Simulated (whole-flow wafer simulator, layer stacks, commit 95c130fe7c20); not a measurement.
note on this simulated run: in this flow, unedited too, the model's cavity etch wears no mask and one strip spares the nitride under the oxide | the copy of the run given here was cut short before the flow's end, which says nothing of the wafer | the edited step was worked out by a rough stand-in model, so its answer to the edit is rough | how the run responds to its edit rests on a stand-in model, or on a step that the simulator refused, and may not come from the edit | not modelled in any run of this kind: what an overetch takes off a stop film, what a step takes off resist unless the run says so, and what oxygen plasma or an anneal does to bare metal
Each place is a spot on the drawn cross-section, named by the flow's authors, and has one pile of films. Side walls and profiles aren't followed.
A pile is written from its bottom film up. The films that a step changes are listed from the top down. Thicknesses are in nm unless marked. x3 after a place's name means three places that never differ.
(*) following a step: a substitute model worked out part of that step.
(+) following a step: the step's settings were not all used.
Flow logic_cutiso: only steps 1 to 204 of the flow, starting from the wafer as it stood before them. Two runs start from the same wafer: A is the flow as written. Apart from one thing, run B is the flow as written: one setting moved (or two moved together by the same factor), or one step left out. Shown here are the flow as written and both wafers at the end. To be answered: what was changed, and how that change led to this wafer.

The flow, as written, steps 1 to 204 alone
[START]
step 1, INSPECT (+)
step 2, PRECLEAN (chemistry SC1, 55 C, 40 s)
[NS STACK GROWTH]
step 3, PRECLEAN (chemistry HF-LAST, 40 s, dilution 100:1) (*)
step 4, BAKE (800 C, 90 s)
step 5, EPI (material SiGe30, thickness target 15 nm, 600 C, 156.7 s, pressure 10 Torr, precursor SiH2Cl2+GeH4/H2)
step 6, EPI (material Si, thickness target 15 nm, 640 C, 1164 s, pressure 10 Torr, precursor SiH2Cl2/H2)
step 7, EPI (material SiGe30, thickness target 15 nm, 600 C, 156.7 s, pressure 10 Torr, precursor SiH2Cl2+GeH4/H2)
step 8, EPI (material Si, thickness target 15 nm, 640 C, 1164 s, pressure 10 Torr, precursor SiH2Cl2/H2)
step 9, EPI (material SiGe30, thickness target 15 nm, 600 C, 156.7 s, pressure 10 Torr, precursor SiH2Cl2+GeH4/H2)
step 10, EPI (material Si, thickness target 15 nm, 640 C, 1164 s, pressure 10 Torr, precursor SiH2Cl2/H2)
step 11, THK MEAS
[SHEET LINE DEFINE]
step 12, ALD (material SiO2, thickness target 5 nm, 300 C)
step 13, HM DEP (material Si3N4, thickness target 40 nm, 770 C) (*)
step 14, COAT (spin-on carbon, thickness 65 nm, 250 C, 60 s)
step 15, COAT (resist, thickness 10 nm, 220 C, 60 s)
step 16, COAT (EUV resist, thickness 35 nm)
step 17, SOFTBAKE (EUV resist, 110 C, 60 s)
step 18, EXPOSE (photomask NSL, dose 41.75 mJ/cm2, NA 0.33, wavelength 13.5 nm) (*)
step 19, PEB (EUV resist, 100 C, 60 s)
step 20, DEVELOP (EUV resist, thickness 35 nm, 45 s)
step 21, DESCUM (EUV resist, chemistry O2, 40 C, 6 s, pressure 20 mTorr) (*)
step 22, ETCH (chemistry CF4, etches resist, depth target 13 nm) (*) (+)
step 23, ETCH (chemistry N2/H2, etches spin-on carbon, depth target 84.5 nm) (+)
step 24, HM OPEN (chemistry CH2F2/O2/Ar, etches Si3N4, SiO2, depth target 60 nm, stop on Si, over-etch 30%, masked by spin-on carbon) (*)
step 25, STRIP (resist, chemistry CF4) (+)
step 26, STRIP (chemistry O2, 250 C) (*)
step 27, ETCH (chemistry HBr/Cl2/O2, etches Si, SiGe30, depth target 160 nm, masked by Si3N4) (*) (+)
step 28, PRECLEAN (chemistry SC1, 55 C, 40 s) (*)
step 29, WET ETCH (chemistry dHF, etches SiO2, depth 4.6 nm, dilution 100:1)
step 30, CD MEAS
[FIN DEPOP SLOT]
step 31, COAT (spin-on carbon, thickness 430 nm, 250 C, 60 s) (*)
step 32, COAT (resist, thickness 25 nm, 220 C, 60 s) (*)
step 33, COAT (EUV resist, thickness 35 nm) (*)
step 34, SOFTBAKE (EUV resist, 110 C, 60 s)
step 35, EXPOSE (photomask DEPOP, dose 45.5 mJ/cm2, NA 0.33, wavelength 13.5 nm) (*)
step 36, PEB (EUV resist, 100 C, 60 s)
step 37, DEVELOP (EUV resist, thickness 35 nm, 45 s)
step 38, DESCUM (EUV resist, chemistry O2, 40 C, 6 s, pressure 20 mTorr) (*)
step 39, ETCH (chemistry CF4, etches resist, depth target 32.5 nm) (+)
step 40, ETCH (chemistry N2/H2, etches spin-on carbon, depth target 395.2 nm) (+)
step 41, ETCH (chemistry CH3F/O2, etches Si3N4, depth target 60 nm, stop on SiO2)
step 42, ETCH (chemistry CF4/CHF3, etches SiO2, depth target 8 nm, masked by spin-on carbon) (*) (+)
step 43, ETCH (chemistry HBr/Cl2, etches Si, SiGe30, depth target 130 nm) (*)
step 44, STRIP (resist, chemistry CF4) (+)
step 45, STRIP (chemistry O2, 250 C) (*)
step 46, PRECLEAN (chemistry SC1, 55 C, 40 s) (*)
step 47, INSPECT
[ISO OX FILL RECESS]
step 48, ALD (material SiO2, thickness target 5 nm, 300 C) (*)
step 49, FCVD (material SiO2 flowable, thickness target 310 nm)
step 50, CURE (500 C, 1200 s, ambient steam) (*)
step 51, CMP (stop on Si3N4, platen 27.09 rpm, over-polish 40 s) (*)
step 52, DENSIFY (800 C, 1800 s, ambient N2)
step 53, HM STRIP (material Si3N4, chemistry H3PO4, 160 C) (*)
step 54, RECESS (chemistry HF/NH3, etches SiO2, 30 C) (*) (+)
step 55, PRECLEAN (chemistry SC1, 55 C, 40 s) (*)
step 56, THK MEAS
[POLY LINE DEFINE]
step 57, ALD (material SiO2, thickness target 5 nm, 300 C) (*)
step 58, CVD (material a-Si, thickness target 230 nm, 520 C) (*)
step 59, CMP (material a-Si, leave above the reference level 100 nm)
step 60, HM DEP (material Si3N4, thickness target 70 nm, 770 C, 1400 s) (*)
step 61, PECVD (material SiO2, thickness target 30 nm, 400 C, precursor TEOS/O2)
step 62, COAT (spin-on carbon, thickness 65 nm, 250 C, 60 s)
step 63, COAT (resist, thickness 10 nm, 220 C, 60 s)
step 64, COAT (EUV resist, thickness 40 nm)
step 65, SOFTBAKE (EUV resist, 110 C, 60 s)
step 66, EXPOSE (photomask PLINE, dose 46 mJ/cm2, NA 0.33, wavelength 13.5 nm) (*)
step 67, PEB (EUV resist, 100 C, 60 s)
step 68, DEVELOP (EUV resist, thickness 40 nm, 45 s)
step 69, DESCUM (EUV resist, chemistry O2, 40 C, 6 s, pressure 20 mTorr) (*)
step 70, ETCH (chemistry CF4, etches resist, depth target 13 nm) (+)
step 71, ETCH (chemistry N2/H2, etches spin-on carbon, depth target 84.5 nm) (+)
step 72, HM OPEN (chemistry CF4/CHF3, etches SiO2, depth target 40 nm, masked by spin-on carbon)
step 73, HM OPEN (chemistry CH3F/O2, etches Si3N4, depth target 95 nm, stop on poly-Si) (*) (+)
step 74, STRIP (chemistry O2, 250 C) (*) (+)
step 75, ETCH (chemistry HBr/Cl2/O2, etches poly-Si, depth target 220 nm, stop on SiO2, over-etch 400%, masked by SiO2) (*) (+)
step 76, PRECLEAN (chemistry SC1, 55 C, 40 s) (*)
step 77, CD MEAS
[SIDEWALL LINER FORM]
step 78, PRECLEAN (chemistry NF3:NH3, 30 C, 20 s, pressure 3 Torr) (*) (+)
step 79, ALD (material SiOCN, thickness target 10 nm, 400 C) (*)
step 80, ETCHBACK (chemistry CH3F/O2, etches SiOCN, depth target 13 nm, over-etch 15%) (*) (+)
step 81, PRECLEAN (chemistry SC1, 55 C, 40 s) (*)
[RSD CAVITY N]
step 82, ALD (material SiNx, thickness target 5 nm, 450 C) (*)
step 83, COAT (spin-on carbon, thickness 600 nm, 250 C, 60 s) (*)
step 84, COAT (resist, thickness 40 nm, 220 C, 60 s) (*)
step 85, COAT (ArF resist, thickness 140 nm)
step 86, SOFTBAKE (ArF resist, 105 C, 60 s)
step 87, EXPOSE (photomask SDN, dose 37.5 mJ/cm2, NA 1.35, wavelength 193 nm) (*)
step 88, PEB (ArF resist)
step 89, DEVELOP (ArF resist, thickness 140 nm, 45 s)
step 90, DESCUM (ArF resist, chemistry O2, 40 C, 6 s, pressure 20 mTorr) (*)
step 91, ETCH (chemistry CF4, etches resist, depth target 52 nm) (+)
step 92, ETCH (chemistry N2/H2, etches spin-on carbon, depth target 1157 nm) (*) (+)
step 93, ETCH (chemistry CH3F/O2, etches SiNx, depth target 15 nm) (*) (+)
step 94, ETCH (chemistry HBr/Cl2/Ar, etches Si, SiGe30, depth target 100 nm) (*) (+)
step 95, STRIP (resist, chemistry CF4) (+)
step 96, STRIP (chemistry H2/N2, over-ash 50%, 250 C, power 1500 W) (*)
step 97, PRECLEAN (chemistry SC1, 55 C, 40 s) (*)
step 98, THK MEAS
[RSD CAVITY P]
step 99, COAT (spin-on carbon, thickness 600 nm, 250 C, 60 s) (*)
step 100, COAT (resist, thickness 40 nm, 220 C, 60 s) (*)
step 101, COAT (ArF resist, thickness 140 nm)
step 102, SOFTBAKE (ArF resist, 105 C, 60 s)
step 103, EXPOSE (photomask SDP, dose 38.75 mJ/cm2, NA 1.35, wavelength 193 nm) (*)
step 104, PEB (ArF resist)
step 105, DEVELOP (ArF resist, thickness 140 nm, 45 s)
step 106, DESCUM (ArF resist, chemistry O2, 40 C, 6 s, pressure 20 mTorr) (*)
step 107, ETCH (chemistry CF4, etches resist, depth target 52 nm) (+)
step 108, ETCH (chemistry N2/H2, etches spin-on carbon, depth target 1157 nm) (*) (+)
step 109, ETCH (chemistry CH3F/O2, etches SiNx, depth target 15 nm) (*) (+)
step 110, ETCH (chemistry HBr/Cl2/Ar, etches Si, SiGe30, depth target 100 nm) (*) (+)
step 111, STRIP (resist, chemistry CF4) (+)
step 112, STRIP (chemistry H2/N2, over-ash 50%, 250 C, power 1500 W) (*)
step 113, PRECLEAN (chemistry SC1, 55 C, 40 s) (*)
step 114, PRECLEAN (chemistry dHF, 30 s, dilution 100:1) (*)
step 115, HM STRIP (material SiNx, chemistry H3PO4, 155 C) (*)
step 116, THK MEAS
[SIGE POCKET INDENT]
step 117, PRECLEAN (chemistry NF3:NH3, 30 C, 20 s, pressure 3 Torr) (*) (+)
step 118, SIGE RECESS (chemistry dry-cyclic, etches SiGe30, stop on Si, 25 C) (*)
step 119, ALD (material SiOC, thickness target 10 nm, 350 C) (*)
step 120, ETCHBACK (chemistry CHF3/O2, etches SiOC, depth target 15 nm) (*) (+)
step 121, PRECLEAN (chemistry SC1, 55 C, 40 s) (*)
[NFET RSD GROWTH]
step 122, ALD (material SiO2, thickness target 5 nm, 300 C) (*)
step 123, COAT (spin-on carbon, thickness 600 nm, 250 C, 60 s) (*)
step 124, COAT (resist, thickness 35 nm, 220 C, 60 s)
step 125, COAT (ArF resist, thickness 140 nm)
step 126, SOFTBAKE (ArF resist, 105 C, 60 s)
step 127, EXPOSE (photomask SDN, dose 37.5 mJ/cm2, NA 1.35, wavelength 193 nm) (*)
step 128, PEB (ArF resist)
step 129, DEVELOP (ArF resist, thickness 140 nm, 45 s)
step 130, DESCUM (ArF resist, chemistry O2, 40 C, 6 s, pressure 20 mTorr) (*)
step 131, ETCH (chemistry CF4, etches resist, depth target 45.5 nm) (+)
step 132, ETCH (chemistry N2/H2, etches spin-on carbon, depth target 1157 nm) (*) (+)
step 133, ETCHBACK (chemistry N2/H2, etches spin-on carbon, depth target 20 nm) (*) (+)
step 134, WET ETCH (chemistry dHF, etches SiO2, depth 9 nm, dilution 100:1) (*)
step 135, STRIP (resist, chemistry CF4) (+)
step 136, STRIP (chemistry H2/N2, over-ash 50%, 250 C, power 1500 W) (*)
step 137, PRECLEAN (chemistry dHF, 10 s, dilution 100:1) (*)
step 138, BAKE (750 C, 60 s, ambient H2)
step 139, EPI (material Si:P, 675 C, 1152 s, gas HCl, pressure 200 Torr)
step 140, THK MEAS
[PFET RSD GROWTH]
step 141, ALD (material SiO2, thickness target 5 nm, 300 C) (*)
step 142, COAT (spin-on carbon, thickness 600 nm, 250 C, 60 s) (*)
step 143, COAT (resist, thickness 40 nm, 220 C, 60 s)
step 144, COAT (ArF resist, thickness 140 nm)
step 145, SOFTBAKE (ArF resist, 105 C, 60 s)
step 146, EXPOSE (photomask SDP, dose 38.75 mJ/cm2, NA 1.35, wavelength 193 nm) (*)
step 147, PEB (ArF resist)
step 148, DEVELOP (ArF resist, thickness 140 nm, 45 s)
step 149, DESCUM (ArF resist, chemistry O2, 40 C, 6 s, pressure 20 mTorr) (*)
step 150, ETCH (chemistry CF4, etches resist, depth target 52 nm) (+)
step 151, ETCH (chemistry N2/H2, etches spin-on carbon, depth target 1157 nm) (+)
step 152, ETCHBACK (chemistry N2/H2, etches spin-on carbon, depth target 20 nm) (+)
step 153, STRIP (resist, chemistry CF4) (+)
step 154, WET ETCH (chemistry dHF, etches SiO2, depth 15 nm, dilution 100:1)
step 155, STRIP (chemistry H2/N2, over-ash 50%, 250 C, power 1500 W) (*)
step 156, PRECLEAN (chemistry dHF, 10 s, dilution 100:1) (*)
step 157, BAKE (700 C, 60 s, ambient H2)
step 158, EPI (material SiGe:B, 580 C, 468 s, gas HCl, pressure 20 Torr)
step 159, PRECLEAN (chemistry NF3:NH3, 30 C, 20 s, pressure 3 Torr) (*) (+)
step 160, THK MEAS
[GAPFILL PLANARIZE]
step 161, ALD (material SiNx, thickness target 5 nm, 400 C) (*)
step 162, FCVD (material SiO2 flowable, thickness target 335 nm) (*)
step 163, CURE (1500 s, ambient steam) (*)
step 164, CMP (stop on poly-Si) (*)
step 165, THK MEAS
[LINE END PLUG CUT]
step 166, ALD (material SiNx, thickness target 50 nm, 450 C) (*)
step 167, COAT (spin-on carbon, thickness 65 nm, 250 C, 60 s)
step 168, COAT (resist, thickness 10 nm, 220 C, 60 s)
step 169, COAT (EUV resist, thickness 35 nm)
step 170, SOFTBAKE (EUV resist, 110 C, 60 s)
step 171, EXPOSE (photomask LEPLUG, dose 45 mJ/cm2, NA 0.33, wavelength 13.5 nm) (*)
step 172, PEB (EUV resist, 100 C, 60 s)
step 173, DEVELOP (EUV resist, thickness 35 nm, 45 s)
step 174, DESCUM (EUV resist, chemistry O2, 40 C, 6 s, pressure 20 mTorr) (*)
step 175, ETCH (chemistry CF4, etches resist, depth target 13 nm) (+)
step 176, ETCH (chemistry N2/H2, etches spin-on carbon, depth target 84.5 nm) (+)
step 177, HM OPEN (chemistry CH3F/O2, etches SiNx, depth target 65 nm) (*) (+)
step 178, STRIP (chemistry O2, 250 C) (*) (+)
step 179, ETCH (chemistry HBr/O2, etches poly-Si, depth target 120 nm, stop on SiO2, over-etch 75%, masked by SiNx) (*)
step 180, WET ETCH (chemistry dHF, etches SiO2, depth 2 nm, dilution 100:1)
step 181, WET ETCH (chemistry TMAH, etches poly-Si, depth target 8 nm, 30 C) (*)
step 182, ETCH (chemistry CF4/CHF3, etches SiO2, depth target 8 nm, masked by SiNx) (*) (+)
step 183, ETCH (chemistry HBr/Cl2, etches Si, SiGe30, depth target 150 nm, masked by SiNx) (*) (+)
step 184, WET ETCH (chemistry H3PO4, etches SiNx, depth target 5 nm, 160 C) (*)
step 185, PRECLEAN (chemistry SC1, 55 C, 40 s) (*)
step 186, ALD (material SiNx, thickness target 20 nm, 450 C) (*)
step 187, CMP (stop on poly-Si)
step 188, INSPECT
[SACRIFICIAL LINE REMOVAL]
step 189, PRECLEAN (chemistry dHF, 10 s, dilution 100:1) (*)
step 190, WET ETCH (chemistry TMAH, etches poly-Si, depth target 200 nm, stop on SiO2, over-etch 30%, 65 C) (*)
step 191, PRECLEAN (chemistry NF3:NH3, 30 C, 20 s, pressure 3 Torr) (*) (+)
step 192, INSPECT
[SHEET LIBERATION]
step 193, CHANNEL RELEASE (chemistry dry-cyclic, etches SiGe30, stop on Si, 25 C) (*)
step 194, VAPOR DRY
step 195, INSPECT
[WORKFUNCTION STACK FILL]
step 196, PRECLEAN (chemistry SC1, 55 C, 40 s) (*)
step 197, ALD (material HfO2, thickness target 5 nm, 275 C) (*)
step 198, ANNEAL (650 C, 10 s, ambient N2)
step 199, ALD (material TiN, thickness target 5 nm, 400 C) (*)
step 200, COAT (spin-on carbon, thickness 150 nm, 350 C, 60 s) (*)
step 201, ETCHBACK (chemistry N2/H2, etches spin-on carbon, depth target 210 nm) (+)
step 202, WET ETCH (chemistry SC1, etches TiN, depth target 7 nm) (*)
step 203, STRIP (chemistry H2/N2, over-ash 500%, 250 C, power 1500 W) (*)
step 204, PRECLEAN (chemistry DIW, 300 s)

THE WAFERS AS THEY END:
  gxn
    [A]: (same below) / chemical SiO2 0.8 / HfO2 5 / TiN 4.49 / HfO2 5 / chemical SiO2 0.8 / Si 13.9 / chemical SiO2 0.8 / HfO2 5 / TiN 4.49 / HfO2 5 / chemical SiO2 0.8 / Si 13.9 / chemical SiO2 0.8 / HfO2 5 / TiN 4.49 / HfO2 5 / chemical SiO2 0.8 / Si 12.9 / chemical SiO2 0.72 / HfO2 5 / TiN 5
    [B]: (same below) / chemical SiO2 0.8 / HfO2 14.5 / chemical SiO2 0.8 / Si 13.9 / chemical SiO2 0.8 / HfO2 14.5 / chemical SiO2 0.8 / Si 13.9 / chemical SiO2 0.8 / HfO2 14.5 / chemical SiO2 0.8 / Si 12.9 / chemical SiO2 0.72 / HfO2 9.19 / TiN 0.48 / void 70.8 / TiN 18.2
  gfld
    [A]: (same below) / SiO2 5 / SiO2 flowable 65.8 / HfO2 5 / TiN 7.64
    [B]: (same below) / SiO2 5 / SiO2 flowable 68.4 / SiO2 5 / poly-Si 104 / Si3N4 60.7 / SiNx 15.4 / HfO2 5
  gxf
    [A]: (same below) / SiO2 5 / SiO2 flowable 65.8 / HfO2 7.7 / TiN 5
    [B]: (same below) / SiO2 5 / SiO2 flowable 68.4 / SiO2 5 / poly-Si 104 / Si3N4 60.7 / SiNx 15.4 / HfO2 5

The reason: step 58, CVD: thickness target 92 nm was run, though the flow has thickness target 230 nm.

The path from the change to this, step by step:
  step 58, CVD (material a-Si, thickness target 230 nm, 520 C) (*)
      gl, glp, gxn and 11 more: A a-Si gains 230 (new film) | B a-Si gains 92 (new film)
      depop, dpovl, isow, nsgap: A a-Si gains 319.4 (new film) | B a-Si gains 181.4 (new film)
      (also at 4 further places)
  step 59, CMP (material a-Si, leave above the reference level 100 nm)
      depop, dpovl, gl and 15 more: A a-Si loses 130 | B nothing
      gfld, gxf, iso, lnri: A a-Si loses 109.9 | B nothing
  step 60, HM DEP (material Si3N4, thickness target 70 nm, 770 C, 1400 s) (*)
      gl, glp, gxn and 11 more: A Si3N4 gains 70 (new film), poly-Si gains 100 (new film), a-Si loses 100 (all of it) | B Si3N4 gains 70 (new film), poly-Si gains 92 (new film), a-Si loses 92 (all of it)
      depop, dpovl, isow, nsgap: A Si3N4 gains 70 (new film), poly-Si gains 189.4 (new film), a-Si loses 189.4 (all of it) | B Si3N4 gains 70 (new film), poly-Si gains 181.4 (new film), a-Si loses 181.4 (all of it)
      (also at 4 further places)
  step 61, PECVD (material SiO2, thickness target 30 nm, 400 C, precursor TEOS/O2)
      gfld, gxf, iso, lnri: A SiO2 gains 30 (new film) | B SiO2 gains 11.6 (new film)
  step 62, COAT (spin-on carbon, thickness 65 nm, 250 C, 60 s)
      gl, glp, lnr, lnrp, rsdp, rsdx: A spin-on carbon gains 65 (new film) | B spin-on carbon gains 62.6 (new film)
      lnrt, plug, rsdn, rsdw, tap: A spin-on carbon gains 65 (new film) | B spin-on carbon gains 62.7 (new film)
      (also at 6 further places)
  step 63, COAT (resist, thickness 10 nm, 220 C, 60 s)
      gfld, iso, lnri: A resist gains 10 (new film) | B resist gains 11.1 (new film)
      gxf: A resist gains 10 (new film) | B resist gains 11 (new film)
  step 70, ETCH (chemistry CF4, etches resist, depth target 13 nm) (+)
      iso, lnri: A resist loses 10 (all of it), spin-on carbon loses 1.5 | B resist loses 11.1 (all of it), spin-on carbon loses 0.97
  step 71, ETCH (chemistry N2/H2, etches spin-on carbon, depth target 84.5 nm) (+)
      iso, lnri: A spin-on carbon loses 63.5 (all of it), SiO2 loses 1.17 | B spin-on carbon loses 84.5
      lnr, lnrp, rsdp, rsdx: A spin-on carbon loses 63.5 (all of it), SiO2 loses 1.17 | B spin-on carbon loses 60.9 (all of it), SiO2 loses 1.31
      (also at 3 further places)
  step 72, HM OPEN (chemistry CF4/CHF3, etches SiO2, depth target 40 nm, masked by spin-on carbon)
      iso, lnri: A SiO2 loses 28.8 (all of it), Si3N4 loses 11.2 | B spin-on carbon loses 40
      gfld: A resist loses 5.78 (all of it), spin-on carbon loses 11 | B resist loses 6.85 (all of it), spin-on carbon loses 10.7
      (also at 1 further place)
  step 73, HM OPEN (chemistry CH3F/O2, etches Si3N4, depth target 95 nm, stop on poly-Si) (*) (+)
      iso, lnri: A Si3N4 loses 58.8 (all of it) | B spin-on carbon loses 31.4 (all of it)
  step 74, STRIP (chemistry O2, 250 C) (*) (+)
      iso, lnri: A chemical SiO2 gains 0.79 (new film), poly-Si loses 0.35 | B nothing
      gl, glp: A spin-on carbon loses 11.9 (all of it) | B spin-on carbon loses 9.55 (all of it)
      (also at 6 further places)
  step 75, ETCH (chemistry HBr/Cl2/O2, etches poly-Si, depth target 220 nm, stop on SiO2, over-etch 400%, masked by SiO2) (*) (+)
      lnr, lnrp, lnrt, rsdn, rsdp, rsdw, rsdx: A chemical SiO2 loses 0.79 (all of it), poly-Si loses 99.7 (all of it), SiO2 loses 5 (all of it) | B chemical SiO2 loses 0.86 (all of it), poly-Si loses 91.6 (all of it), SiO2 loses 5 (all of it), chemical SiO2 loses 0.04
      iso, lnri: A chemical SiO2 loses 0.79 (all of it), poly-Si loses 189.1 (all of it), SiO2 loses 4.55 | B SiO2 loses 7.14
      (also at 13 further places)
  step 78, PRECLEAN (chemistry NF3:NH3, 30 C, 20 s, pressure 3 Torr) (*) (+)
      gfld, gxf: A SiO2 loses 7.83 | B SiO2 loses 4.37 (all of it), Si3N4 loses 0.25
      iso, lnri: A SiO2 loses 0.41 (all of it), SiO2 flowable loses 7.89 | B SiO2 loses 4.37 (all of it), Si3N4 loses 0.25
  step 80, ETCHBACK (chemistry CH3F/O2, etches SiOCN, depth target 13 nm, over-etch 15%) (*) (+)
      gfld, gxf: A SiOCN loses 10 (all of it), SiO2 loses 0.75 | B SiOCN loses 10 (all of it), Si3N4 loses 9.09
      iso: A SiOCN loses 10 (all of it), SiO2 flowable loses 0.75 | B SiOCN loses 10 (all of it), Si3N4 loses 9.09
      (also at 4 further places)
  step 82, ALD (material SiNx, thickness target 5 nm, 450 C) (*)
      gfld, gxf, iso, lnri: A SiNx gains 5 (new film) | B SiNx gains 72.3 (new film)
  step 83, COAT (spin-on carbon, thickness 600 nm, 250 C, 60 s) (*)
      gl, gxn, gxp: A spin-on carbon gains 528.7 (new film) | B spin-on carbon gains 548.8 (new film)
      glp, plug, tap: A spin-on carbon gains 528.7 (new film) | B spin-on carbon gains 548.7 (new film)
      (also at 8 further places)
  ... 39 other steps ...
  step 203, STRIP (chemistry H2/N2, over-ash 500%, 250 C, power 1500 W) (*)
      gxn, gxp: A spin-on carbon loses 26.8 (all of it) | B nothing
      gfld: A spin-on carbon loses 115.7 (all of it) | B nothing
      (also at 1 further place)
With metal films that touch counted as one body, gxn has 2 bodies (between them, from the top down: void 70.8); the flow as written gives 4 bodies (between them, from the top down: HfO2 5 / chemical SiO2 0.72 / Si 12.9 / chemical SiO2 0.8 / HfO2 5; HfO2 5 / chemical SiO2 0.8 / Si 13.9 / chemical SiO2 0.8 / HfO2 5; HfO2 5 / chemical SiO2 0.8 / Si 13.9 / chemical SiO2 0.8 / HfO2 5).
With metal films that touch counted as one body, gfld has 0 bodies; the flow as written gives 1 body.
With metal films that touch counted as one body, gxf has 0 bodies; the flow as written gives 1 body.
